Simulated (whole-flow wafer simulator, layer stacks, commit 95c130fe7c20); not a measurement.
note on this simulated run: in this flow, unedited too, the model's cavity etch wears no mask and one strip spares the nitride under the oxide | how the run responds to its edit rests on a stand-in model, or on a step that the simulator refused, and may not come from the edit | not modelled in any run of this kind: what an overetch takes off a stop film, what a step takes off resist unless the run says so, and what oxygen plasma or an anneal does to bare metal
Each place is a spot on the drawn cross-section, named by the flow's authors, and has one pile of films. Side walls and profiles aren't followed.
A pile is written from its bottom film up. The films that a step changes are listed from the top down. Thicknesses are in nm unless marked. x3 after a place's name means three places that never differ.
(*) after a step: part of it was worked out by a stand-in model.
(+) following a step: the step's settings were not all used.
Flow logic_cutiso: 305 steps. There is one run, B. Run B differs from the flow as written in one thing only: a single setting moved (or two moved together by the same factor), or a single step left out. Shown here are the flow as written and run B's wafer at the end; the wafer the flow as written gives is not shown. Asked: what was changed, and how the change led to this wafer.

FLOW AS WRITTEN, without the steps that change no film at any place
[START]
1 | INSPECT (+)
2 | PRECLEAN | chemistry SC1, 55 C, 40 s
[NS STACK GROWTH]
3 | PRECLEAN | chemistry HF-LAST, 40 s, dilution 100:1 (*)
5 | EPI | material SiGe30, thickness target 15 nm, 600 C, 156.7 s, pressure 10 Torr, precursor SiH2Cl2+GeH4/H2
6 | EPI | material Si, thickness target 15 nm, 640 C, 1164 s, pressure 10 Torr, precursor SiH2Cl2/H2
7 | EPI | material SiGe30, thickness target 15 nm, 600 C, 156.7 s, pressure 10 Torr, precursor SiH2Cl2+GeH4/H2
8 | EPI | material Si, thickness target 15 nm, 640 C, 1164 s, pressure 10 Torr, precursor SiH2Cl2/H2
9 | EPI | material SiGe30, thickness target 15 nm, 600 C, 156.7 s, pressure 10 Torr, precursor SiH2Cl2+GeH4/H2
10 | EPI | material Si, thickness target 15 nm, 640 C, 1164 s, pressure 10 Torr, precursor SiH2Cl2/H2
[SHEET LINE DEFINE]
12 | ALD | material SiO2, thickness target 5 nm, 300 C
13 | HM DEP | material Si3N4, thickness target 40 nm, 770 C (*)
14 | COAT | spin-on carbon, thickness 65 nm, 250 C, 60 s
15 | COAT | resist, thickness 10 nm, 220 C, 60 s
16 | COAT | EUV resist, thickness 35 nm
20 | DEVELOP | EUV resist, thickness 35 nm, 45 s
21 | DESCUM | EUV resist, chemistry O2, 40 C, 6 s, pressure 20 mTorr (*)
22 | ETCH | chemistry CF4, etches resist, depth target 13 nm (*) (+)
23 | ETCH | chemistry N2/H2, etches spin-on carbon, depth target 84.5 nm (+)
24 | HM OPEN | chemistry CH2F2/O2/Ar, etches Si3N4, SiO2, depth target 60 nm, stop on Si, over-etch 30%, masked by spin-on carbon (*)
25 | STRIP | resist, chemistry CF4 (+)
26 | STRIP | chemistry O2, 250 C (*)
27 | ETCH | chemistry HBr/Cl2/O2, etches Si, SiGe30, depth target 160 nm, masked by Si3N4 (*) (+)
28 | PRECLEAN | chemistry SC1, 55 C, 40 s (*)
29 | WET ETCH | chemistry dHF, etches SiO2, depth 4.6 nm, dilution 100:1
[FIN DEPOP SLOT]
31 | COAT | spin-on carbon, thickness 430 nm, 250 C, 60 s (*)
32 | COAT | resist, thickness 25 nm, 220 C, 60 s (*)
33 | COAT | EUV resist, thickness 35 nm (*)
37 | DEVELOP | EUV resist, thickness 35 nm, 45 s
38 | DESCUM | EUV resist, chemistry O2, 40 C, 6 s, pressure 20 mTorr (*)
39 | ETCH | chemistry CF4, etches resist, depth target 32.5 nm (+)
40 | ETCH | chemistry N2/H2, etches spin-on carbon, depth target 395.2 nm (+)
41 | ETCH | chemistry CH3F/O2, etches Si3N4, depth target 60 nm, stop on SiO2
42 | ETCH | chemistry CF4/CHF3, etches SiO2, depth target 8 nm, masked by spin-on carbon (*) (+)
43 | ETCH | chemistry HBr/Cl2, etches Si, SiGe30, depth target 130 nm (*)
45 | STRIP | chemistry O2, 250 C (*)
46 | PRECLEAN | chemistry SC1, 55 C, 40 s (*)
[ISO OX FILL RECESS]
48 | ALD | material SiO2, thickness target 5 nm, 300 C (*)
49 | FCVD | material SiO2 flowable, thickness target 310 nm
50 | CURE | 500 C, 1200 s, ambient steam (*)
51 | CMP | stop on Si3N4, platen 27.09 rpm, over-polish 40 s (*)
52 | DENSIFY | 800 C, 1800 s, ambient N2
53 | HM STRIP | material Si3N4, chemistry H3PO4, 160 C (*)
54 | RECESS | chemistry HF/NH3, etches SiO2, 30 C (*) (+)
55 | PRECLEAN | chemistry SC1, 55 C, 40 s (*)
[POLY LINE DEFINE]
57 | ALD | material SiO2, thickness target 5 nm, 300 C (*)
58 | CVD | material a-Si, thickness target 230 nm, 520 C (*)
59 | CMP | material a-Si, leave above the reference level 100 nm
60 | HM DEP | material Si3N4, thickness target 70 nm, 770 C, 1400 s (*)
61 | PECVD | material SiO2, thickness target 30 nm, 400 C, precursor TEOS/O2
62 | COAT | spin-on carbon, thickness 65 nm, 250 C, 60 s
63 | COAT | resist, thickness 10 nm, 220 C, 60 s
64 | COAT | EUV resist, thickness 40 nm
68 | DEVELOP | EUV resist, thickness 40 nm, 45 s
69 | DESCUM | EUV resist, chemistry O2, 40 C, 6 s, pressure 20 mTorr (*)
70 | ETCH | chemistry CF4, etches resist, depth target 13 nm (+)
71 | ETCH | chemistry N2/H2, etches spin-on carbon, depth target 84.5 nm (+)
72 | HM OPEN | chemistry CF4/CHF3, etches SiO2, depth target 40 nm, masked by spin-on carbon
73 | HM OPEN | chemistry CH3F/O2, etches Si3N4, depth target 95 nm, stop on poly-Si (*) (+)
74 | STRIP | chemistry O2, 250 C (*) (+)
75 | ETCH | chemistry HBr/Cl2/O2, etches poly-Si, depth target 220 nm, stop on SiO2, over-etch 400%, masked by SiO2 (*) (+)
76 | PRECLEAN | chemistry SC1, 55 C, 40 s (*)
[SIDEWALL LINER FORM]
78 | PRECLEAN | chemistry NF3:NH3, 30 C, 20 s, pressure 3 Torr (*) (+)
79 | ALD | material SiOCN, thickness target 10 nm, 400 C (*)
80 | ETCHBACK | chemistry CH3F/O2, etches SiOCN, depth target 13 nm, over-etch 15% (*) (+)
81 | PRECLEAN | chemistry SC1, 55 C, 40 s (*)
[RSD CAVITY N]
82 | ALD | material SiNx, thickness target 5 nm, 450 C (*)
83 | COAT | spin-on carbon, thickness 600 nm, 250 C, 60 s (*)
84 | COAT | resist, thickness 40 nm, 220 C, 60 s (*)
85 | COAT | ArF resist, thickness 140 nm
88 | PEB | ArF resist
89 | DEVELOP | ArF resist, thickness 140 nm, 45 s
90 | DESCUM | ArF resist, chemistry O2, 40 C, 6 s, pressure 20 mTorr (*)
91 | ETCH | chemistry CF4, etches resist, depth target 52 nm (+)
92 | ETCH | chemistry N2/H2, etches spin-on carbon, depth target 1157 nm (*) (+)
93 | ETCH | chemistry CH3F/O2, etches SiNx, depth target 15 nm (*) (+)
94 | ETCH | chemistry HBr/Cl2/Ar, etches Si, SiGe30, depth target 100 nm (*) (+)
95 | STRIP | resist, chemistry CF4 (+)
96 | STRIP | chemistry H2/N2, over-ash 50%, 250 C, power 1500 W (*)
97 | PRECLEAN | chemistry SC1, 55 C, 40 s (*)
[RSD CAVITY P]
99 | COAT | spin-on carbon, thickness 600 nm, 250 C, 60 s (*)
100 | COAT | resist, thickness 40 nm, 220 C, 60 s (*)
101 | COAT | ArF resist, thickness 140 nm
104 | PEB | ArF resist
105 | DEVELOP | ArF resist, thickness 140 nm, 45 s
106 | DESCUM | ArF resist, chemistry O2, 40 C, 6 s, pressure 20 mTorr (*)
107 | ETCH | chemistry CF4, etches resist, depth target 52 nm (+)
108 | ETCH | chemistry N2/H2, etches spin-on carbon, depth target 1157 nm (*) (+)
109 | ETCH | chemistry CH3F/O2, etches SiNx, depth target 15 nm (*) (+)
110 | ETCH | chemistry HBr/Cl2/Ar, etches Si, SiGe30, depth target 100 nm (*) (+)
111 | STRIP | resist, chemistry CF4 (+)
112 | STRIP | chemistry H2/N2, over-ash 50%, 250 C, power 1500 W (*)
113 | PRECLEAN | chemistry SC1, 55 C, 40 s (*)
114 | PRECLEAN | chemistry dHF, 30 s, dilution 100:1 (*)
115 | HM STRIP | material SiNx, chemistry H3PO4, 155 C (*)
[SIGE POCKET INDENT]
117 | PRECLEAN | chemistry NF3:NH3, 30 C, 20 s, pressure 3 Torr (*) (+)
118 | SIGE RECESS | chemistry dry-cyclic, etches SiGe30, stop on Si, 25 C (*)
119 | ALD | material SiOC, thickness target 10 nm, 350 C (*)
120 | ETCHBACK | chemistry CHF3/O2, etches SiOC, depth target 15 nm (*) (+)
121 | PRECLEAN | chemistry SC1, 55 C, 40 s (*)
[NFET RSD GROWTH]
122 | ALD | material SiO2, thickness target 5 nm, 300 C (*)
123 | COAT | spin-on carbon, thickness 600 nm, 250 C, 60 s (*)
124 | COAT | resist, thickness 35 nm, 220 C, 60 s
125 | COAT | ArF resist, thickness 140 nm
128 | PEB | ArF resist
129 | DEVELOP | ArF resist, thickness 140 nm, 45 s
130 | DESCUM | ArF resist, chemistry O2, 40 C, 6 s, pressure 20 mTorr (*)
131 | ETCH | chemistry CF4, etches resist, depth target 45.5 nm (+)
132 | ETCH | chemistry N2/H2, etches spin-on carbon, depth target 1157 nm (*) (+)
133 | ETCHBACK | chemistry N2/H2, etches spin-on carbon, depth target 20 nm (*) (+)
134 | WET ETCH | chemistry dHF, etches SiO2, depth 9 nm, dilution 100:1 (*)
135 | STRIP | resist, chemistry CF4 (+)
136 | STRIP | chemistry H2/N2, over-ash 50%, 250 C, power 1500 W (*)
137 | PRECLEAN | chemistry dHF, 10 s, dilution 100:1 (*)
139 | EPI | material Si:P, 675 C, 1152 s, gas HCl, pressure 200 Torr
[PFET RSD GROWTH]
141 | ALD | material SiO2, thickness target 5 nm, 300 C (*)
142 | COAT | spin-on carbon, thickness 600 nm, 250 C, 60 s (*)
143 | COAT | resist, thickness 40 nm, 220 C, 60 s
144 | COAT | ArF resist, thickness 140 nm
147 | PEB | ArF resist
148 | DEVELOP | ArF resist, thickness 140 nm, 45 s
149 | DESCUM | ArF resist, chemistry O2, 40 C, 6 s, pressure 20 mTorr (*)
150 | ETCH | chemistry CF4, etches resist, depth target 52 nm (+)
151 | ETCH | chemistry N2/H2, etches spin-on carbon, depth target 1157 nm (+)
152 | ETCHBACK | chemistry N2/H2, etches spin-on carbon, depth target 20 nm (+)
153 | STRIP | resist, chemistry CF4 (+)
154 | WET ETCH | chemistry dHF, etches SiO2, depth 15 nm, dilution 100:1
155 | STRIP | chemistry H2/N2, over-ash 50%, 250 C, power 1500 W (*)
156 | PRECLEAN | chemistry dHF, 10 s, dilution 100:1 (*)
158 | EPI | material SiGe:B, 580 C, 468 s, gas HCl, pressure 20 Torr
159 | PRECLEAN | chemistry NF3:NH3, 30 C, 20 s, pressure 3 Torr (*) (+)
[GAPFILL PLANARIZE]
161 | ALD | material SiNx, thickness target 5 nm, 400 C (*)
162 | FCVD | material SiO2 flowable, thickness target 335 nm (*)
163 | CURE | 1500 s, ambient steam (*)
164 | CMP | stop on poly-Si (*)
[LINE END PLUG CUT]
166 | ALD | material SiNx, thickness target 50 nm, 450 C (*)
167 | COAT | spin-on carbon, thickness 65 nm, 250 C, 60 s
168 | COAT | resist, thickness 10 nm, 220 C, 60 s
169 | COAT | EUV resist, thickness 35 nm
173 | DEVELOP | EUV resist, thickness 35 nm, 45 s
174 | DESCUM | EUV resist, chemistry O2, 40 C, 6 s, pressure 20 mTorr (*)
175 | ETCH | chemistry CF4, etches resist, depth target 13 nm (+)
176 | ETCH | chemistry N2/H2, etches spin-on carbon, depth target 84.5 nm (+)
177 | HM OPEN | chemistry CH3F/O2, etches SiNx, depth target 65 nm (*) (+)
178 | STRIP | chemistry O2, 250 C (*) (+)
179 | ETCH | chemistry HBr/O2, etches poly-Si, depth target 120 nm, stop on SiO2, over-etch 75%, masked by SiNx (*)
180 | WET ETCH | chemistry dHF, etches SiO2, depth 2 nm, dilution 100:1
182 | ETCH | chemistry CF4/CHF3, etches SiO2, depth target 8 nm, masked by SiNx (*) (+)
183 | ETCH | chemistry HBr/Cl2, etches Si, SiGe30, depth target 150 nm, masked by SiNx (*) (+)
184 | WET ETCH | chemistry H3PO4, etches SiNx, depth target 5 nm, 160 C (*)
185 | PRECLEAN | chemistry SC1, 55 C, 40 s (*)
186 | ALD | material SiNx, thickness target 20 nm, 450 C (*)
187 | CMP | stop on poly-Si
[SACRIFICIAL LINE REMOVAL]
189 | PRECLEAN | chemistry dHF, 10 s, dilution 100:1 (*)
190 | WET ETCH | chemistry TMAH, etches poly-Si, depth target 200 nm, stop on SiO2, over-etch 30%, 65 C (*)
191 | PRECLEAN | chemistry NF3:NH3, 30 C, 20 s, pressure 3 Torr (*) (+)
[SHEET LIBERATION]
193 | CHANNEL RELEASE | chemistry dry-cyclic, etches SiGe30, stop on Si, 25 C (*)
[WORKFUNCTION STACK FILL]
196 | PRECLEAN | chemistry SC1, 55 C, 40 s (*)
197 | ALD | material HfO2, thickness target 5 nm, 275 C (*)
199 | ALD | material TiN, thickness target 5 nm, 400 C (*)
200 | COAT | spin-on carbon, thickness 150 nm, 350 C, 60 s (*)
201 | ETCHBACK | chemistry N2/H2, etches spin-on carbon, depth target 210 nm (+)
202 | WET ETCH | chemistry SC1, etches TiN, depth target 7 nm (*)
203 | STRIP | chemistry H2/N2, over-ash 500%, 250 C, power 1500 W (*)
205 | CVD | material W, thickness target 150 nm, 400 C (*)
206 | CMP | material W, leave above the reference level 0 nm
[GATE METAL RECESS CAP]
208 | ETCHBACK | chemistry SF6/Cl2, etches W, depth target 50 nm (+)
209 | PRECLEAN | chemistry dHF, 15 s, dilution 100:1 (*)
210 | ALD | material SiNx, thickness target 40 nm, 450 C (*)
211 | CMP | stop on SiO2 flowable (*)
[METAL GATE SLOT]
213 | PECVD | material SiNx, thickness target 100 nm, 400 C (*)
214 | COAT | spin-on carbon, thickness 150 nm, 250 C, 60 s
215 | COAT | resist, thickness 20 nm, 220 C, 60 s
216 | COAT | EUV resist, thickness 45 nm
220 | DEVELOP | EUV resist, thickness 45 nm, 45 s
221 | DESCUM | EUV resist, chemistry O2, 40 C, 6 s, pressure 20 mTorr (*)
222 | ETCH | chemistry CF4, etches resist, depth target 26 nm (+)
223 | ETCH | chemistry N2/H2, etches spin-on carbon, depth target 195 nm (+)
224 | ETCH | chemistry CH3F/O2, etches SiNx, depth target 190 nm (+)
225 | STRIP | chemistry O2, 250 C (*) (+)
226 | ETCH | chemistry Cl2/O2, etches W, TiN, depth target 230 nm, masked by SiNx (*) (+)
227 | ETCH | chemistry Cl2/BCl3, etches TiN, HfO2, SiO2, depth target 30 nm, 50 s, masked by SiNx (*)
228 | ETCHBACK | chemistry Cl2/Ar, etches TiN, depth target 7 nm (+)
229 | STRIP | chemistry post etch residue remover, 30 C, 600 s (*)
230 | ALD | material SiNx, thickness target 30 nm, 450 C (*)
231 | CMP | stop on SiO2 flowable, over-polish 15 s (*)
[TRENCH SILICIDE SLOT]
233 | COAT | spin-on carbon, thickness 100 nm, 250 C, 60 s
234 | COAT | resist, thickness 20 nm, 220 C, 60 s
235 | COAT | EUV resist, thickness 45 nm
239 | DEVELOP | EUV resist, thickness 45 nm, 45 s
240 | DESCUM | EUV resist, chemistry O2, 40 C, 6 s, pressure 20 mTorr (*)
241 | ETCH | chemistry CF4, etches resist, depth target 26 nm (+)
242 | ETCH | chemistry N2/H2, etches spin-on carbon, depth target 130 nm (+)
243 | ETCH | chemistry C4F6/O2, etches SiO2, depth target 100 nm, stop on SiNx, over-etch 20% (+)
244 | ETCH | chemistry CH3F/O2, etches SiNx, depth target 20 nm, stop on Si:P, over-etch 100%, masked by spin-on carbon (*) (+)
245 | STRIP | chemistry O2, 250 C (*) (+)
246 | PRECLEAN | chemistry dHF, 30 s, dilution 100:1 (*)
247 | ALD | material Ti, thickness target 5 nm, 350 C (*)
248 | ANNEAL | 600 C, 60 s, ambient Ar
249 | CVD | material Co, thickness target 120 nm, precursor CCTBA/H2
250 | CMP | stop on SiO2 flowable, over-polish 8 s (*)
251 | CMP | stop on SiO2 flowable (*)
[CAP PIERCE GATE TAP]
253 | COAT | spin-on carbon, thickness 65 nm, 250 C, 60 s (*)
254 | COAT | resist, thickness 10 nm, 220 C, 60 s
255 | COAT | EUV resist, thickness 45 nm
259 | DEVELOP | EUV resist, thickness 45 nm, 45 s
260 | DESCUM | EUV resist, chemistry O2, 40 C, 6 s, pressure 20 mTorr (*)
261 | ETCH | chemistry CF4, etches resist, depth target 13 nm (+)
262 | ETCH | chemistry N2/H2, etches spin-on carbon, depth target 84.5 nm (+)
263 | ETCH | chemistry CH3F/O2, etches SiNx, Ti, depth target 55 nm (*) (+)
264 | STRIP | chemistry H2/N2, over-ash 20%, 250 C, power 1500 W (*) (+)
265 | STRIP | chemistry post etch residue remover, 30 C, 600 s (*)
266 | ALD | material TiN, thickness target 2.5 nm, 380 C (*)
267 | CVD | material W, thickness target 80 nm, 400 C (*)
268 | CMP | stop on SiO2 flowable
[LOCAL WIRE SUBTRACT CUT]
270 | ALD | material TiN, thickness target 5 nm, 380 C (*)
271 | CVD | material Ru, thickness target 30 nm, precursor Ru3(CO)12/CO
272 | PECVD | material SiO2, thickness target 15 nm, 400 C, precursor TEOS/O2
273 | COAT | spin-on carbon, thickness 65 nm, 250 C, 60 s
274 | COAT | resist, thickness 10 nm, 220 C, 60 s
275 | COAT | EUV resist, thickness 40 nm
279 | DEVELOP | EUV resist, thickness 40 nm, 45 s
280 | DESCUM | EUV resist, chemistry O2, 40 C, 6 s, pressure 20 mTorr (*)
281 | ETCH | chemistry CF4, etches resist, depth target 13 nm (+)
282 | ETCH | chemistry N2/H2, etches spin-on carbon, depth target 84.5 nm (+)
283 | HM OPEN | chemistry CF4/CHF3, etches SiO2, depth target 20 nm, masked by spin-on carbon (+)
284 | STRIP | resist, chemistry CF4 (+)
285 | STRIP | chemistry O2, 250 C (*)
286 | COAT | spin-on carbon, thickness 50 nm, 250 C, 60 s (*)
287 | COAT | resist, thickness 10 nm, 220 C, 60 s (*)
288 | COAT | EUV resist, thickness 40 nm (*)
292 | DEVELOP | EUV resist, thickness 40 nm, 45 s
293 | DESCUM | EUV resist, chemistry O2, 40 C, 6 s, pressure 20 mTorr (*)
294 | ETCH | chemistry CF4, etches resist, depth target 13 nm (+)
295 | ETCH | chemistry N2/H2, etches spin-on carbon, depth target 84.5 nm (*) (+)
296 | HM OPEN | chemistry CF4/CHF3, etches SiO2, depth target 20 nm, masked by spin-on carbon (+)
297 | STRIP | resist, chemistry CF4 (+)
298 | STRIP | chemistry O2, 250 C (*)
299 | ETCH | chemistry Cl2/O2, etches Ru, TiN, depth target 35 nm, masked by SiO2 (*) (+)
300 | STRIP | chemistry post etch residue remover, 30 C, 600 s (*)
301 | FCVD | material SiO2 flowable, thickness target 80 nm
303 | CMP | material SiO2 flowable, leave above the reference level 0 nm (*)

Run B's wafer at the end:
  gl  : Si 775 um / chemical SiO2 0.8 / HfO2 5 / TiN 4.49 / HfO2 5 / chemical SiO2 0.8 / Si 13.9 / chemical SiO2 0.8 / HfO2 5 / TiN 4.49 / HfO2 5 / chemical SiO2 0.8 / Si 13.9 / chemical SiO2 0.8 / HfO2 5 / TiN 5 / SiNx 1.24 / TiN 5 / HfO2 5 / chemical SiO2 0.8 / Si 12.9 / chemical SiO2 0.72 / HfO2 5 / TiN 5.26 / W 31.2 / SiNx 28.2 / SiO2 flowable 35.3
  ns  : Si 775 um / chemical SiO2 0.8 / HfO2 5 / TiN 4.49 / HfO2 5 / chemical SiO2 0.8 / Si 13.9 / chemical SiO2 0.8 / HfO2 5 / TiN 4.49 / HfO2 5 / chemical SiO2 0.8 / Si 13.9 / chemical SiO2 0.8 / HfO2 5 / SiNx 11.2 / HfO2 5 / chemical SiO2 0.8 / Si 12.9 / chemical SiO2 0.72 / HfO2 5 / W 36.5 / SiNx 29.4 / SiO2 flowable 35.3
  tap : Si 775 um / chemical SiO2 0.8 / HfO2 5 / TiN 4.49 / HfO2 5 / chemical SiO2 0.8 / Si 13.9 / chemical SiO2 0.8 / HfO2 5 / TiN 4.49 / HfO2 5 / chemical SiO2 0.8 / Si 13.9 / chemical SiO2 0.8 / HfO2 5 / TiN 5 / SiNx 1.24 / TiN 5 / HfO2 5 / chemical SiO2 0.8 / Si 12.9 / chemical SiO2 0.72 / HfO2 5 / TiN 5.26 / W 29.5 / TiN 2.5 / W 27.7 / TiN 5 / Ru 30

The reason: step 9, EPI: thickness target 21.8 nm was run, whereas the flow has thickness target 15 nm; step 9, EPI: 227.2 s was run, where the flow has 156.7 s.

The path from the change to this, step by step:
  9 | EPI | material SiGe30, thickness target 15 nm, 600 C, 156.7 s, pressure 10 Torr, precursor SiH2Cl2+GeH4/H2
      depop, dpovl, gfld and 19 more: +21.8 SiGe30 (new film) (it would be, as written: +15 SiGe30 (new film))
  27 | ETCH | chemistry HBr/Cl2/O2, etches Si, SiGe30, depth target 160 nm, masked by Si3N4 (*) (+)
      gfld, gxf, iso, lnri: -0.79 chemical SiO2 (all of it), -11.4 Si (all of it), -21.8 SiGe30 (all of it), -15 Si (all of it), -15 SiGe30 (all of it), -15 Si (all of it), -15 SiGe30 (all of it), -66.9 Si (it would be, as written: -0.79 chemical SiO2 (all of it), -11.4 Si (all of it), -15 SiGe30 (all of it), -15 Si (all of it), -15 SiGe30 (all of it), -15 Si (all of it), -15 SiGe30 (all of it), -73.6 Si)
      dpovl, nsgap: -0.79 chemical SiO2 (all of it), -11.8 Si (all of it), -21.8 SiGe30 (all of it), -15 Si (all of it), -15 SiGe30 (all of it), -15 Si (all of it), -15 SiGe30 (all of it), -66.5 Si (it would be, as written: -0.79 chemical SiO2 (all of it), -11.8 Si (all of it), -15 SiGe30 (all of it), -15 Si (all of it), -15 SiGe30 (all of it), -15 Si (all of it), -15 SiGe30 (all of it), -73.2 Si)
      (as well as at 1 more place)
  43 | ETCH | chemistry HBr/Cl2, etches Si, SiGe30, depth target 130 nm (*)
      depop: -14 Si (all of it), -21.8 SiGe30 (all of it), -15 Si (all of it), -15 SiGe30 (all of it), -15 Si (all of it), -15 SiGe30 (all of it), -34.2 Si (it would be, as written: -14 Si (all of it), -15 SiGe30 (all of it), -15 Si (all of it), -15 SiGe30 (all of it), -15 Si (all of it), -15 SiGe30 (all of it), -41 Si)
  94 | ETCH | chemistry HBr/Cl2/Ar, etches Si, SiGe30, depth target 100 nm (*) (+)
      rsdn, rsdx: -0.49 chemical SiO2 (all of it), -12.8 Si (all of it), -21.8 SiGe30 (all of it), -15 Si (all of it), -15 SiGe30 (all of it), -15 Si (all of it), -15 SiGe30 (all of it), -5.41 Si (it would be, as written: -0.49 chemical SiO2 (all of it), -12.8 Si (all of it), -15 SiGe30 (all of it), -15 Si (all of it), -15 SiGe30 (all of it), -15 Si (all of it), -15 SiGe30 (all of it), -12.2 Si)
  110 | ETCH | chemistry HBr/Cl2/Ar, etches Si, SiGe30, depth target 100 nm (*) (+)
      rsdp, rsdw: -0.49 chemical SiO2 (all of it), -12.8 Si (all of it), -21.8 SiGe30 (all of it), -15 Si (all of it), -15 SiGe30 (all of it), -15 Si (all of it), -15 SiGe30 (all of it), -5.41 Si (it would be, as written: -0.49 chemical SiO2 (all of it), -12.8 Si (all of it), -15 SiGe30 (all of it), -15 Si (all of it), -15 SiGe30 (all of it), -15 Si (all of it), -15 SiGe30 (all of it), -12.2 Si)
  118 | SIGE RECESS | chemistry dry-cyclic, etches SiGe30, stop on Si, 25 C (*)
      lnr, lnrp, lnrt: -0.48 SiOCN, -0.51 Si, +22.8 cavity (new film), -21.8 SiGe30 (all of it), -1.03 Si, +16 cavity (new film), -15 SiGe30 (all of it), -1.03 Si, +16 cavity (new film), -15 SiGe30 (all of it), -0.51 Si (it would be, as written: -0.48 SiOCN, -0.51 Si, +16 cavity (new film), -15 SiGe30 (all of it), -1.03 Si, +16 cavity (new film), -15 SiGe30 (all of it), -1.03 Si, +16 cavity (new film), -15 SiGe30 (all of it), -0.51 Si)
  119 | ALD | material SiOC, thickness target 10 nm, 350 C (*)
      lnr, lnrp, lnrt: +10 SiOC (new film), +22.8 SiOC (new film), -22.8 cavity (all of it), +16 SiOC (new film), -16 cavity (all of it), +16 SiOC (new film), -16 cavity (all of it) (it would be, as written: +10 SiOC (new film), +16 SiOC (new film), -16 cavity (all of it), +16 SiOC (new film), -16 cavity (all of it), +16 SiOC (new film), -16 cavity (all of it))
  183 | ETCH | chemistry HBr/Cl2, etches Si, SiGe30, depth target 150 nm, masked by SiNx (*) (+)
      plug: -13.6 Si (all of it), -21.8 SiGe30 (all of it), -15 Si (all of it), -15 SiGe30 (all of it), -15 Si (all of it), -15 SiGe30 (all of it), -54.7 Si (it would be, as written: -13.6 Si (all of it), -15 SiGe30 (all of it), -15 Si (all of it), -15 SiGe30 (all of it), -15 Si (all of it), -15 SiGe30 (all of it), -61.4 Si)
  193 | CHANNEL RELEASE | chemistry dry-cyclic, etches SiGe30, stop on Si, 25 C (*)
      gl, glp, gxn, gxp, ns, tap: +0.8 chemical SiO2 (new film), -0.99 Si, +0.8 chemical SiO2 (new film), +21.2 cavity (new film), +0.8 chemical SiO2 (new film), -21.8 SiGe30 (all of it), -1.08 Si, +0.8 chemical SiO2 (new film), +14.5 cavity (new film), +0.8 chemical SiO2 (new film), -15 SiGe30 (all of it), -1.08 Si, +0.8 chemical SiO2 (new film), +14.5 cavity (new film), +0.8 chemical SiO2 (new film), -15 SiGe30 (all of it), -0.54 Si (it would be, as written: +0.8 chemical SiO2 (new film), -0.99 Si, +0.8 chemical SiO2 (new film), +14.5 cavity (new film), +0.8 chemical SiO2 (new film), -15 SiGe30 (all of it), -1.08 Si, +0.8 chemical SiO2 (new film), +14.5 cavity (new film), +0.8 chemical SiO2 (new film), -15 SiGe30 (all of it), -1.08 Si, +0.8 chemical SiO2 (new film), +14.5 cavity (new film), +0.8 chemical SiO2 (new film), -15 SiGe30 (all of it), -0.54 Si)
  199 | ALD | material TiN, thickness target 5 nm, 400 C (*)
      gl, glp, tap: +5.26 TiN (new film), +5 TiN (new film), -10 cavity, +5 TiN (new film), +4.49 TiN (new film), -4.49 cavity (all of it), +4.49 TiN (new film), -4.49 cavity (all of it) (it would be, as written: +5.26 TiN (new film), +4.49 TiN (new film), -4.49 cavity (all of it), +4.49 TiN (new film), -4.49 cavity (all of it), +4.49 TiN (new film), -4.49 cavity (all of it))
      gxn, gxp, ns: +5 TiN (new film), +5 TiN (new film), -10 cavity, +5 TiN (new film), +4.49 TiN (new film), -4.49 cavity (all of it), +4.49 TiN (new film), -4.49 cavity (all of it) (it would be, as written: +5 TiN (new film), +4.49 TiN (new film), -4.49 cavity (all of it), +4.49 TiN (new film), -4.49 cavity (all of it), +4.49 TiN (new film), -4.49 cavity (all of it))
  202 | WET ETCH | chemistry SC1, etches TiN, depth target 7 nm (*)
      ns: -5 TiN (all of it), -5 TiN (all of it), +10 cavity, -5 TiN (all of it) (it would be, as written: -5 TiN (all of it))
  210 | ALD | material SiNx, thickness target 40 nm, 450 C (*)
      gl, glp, gxn, gxp, tap: +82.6 SiNx (new film), +1.24 SiNx (new film), -1.24 cavity (all of it) (it would be, as written: +82.6 SiNx (new film))
      ns: +40 SiNx (new film), +11.2 SiNx (new film), -11.2 cavity (all of it) (it would be, as written: +40 SiNx (new film))
With metal films that touch counted as one body, gl has 5 bodies (between them, from the top down: HfO2 5 / chemical SiO2 0.72 / Si 12.9 / chemical SiO2 0.8 / HfO2 5; SiNx 1.24; HfO2 5 / chemical SiO2 0.8 / Si 13.9 / chemical SiO2 0.8 / HfO2 5; HfO2 5 / chemical SiO2 0.8 / Si 13.9 / chemical SiO2 0.8 / HfO2 5); the flow as written gives 4 bodies (between them, from the top down: HfO2 5 / chemical SiO2 0.72 / Si 12.9 / chemical SiO2 0.8 / HfO2 5; HfO2 5 / chemical SiO2 0.8 / Si 13.9 / chemical SiO2 0.8 / HfO2 5; HfO2 5 / chemical SiO2 0.8 / Si 13.9 / chemical SiO2 0.8 / HfO2 5).
With metal films that touch counted as one body, ns has 3 bodies (between them, from the top down: HfO2 5 / chemical SiO2 0.72 / Si 12.9 / chemical SiO2 0.8 / HfO2 5 / SiNx 11.2 / HfO2 5 / chemical SiO2 0.8 / Si 13.9 / chemical SiO2 0.8 / HfO2 5; HfO2 5 / chemical SiO2 0.8 / Si 13.9 / chemical SiO2 0.8 / HfO2 5); the flow as written gives 4 bodies (between them, from the top down: HfO2 5 / chemical SiO2 0.72 / Si 12.9 / chemical SiO2 0.8 / HfO2 5; HfO2 5 / chemical SiO2 0.8 / Si 13.9 / chemical SiO2 0.8 / HfO2 5; HfO2 5 / chemical SiO2 0.8 / Si 13.9 / chemical SiO2 0.8 / HfO2 5).
With metal films that touch counted as one body, tap has 5 bodies (between them, from the top down: HfO2 5 / chemical SiO2 0.72 / Si 12.9 / chemical SiO2 0.8 / HfO2 5; SiNx 1.24; HfO2 5 / chemical SiO2 0.8 / Si 13.9 / chemical SiO2 0.8 / HfO2 5; HfO2 5 / chemical SiO2 0.8 / Si 13.9 / chemical SiO2 0.8 / HfO2 5); the flow as written gives 4 bodies (between them, from the top down: HfO2 5 / chemical SiO2 0.72 / Si 12.9 / chemical SiO2 0.8 / HfO2 5; HfO2 5 / chemical SiO2 0.8 / Si 13.9 / chemical SiO2 0.8 / HfO2 5; HfO2 5 / chemical SiO2 0.8 / Si 13.9 / chemical SiO2 0.8 / HfO2 5).
